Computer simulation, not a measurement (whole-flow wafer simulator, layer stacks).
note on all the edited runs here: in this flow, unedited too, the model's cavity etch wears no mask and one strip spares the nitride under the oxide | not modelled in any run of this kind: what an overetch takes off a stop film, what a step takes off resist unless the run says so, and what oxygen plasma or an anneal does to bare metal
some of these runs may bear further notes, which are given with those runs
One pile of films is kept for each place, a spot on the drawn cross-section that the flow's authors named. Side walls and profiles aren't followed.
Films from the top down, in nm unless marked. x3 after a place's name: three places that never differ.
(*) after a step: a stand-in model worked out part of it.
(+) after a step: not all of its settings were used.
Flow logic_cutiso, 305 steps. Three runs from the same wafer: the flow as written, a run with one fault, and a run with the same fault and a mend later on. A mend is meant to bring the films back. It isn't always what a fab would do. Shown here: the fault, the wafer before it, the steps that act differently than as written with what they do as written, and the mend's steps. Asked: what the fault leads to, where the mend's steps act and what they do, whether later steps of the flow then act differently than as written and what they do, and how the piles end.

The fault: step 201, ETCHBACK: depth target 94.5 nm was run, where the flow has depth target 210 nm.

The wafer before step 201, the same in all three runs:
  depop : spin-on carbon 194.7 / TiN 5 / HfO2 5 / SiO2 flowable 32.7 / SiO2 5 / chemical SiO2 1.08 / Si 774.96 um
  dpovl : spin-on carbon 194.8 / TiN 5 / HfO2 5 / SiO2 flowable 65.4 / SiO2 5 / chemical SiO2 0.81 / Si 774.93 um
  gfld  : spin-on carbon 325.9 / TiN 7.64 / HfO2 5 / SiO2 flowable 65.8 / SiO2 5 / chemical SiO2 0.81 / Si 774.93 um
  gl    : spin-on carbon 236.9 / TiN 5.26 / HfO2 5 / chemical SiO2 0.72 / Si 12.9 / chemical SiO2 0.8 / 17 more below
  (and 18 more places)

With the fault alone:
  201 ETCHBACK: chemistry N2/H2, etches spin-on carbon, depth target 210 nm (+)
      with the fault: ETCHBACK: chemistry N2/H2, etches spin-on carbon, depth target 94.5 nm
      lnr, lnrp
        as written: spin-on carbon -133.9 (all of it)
        with the fault: spin-on carbon -94.5
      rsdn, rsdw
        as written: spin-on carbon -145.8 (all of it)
        with the fault: spin-on carbon -94.5
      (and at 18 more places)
  Later steps of the flow that act differently than as written (1 more step differs only slightly, by at most 2% or 0.5 nm, whichever is larger, and isn't shown):
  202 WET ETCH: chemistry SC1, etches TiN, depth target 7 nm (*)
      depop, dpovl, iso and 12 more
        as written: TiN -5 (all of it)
        with the fault: spin-on carbon -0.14
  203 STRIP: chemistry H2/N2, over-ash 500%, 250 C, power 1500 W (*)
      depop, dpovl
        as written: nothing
        with the fault: spin-on carbon -100.1 (all of it)
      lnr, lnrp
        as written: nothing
        with the fault: spin-on carbon -39.3 (all of it)
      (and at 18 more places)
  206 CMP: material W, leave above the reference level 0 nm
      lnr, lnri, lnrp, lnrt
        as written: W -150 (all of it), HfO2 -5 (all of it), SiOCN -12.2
        with the fault: W -150 (all of it), TiN -5 (all of it), HfO2 -5 (all of it), SiOCN -12.2
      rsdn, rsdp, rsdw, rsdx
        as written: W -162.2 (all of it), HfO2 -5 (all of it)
        with the fault: W -162.2 (all of it), TiN -5 (all of it), HfO2 -5 (all of it)
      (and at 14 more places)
  At the end the piles differ from the flow's by more than 2% or 0.5 nm, whichever is larger, at depop, dpovl, isow, ns, nsgap.
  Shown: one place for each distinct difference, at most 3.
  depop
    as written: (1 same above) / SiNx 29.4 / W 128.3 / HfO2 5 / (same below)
    with the fault: (1 same above) / SiNx 29.4 / W 123.3 / TiN 5 / HfO2 5 / (same below)
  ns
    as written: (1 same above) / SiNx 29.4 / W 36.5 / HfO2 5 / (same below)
    with the fault: (1 same above) / SiNx 29.4 / W 31.5 / TiN 5 / HfO2 5 / (same below)

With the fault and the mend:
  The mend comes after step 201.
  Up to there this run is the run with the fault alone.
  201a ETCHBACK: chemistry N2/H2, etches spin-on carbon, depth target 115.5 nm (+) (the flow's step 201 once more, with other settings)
      gfld, gl, glp, gxf, gxn, gxp, tap
        spin-on carbon -115.5
      lnr, lnrp
        spin-on carbon -39.4 (all of it)
      rsdn, rsdw
        spin-on carbon -51.3 (all of it)
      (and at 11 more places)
  No later step of the flow acts differently than as written at any place that is followed.
  At the end the piles are the same as the flow's at every place that both follow.
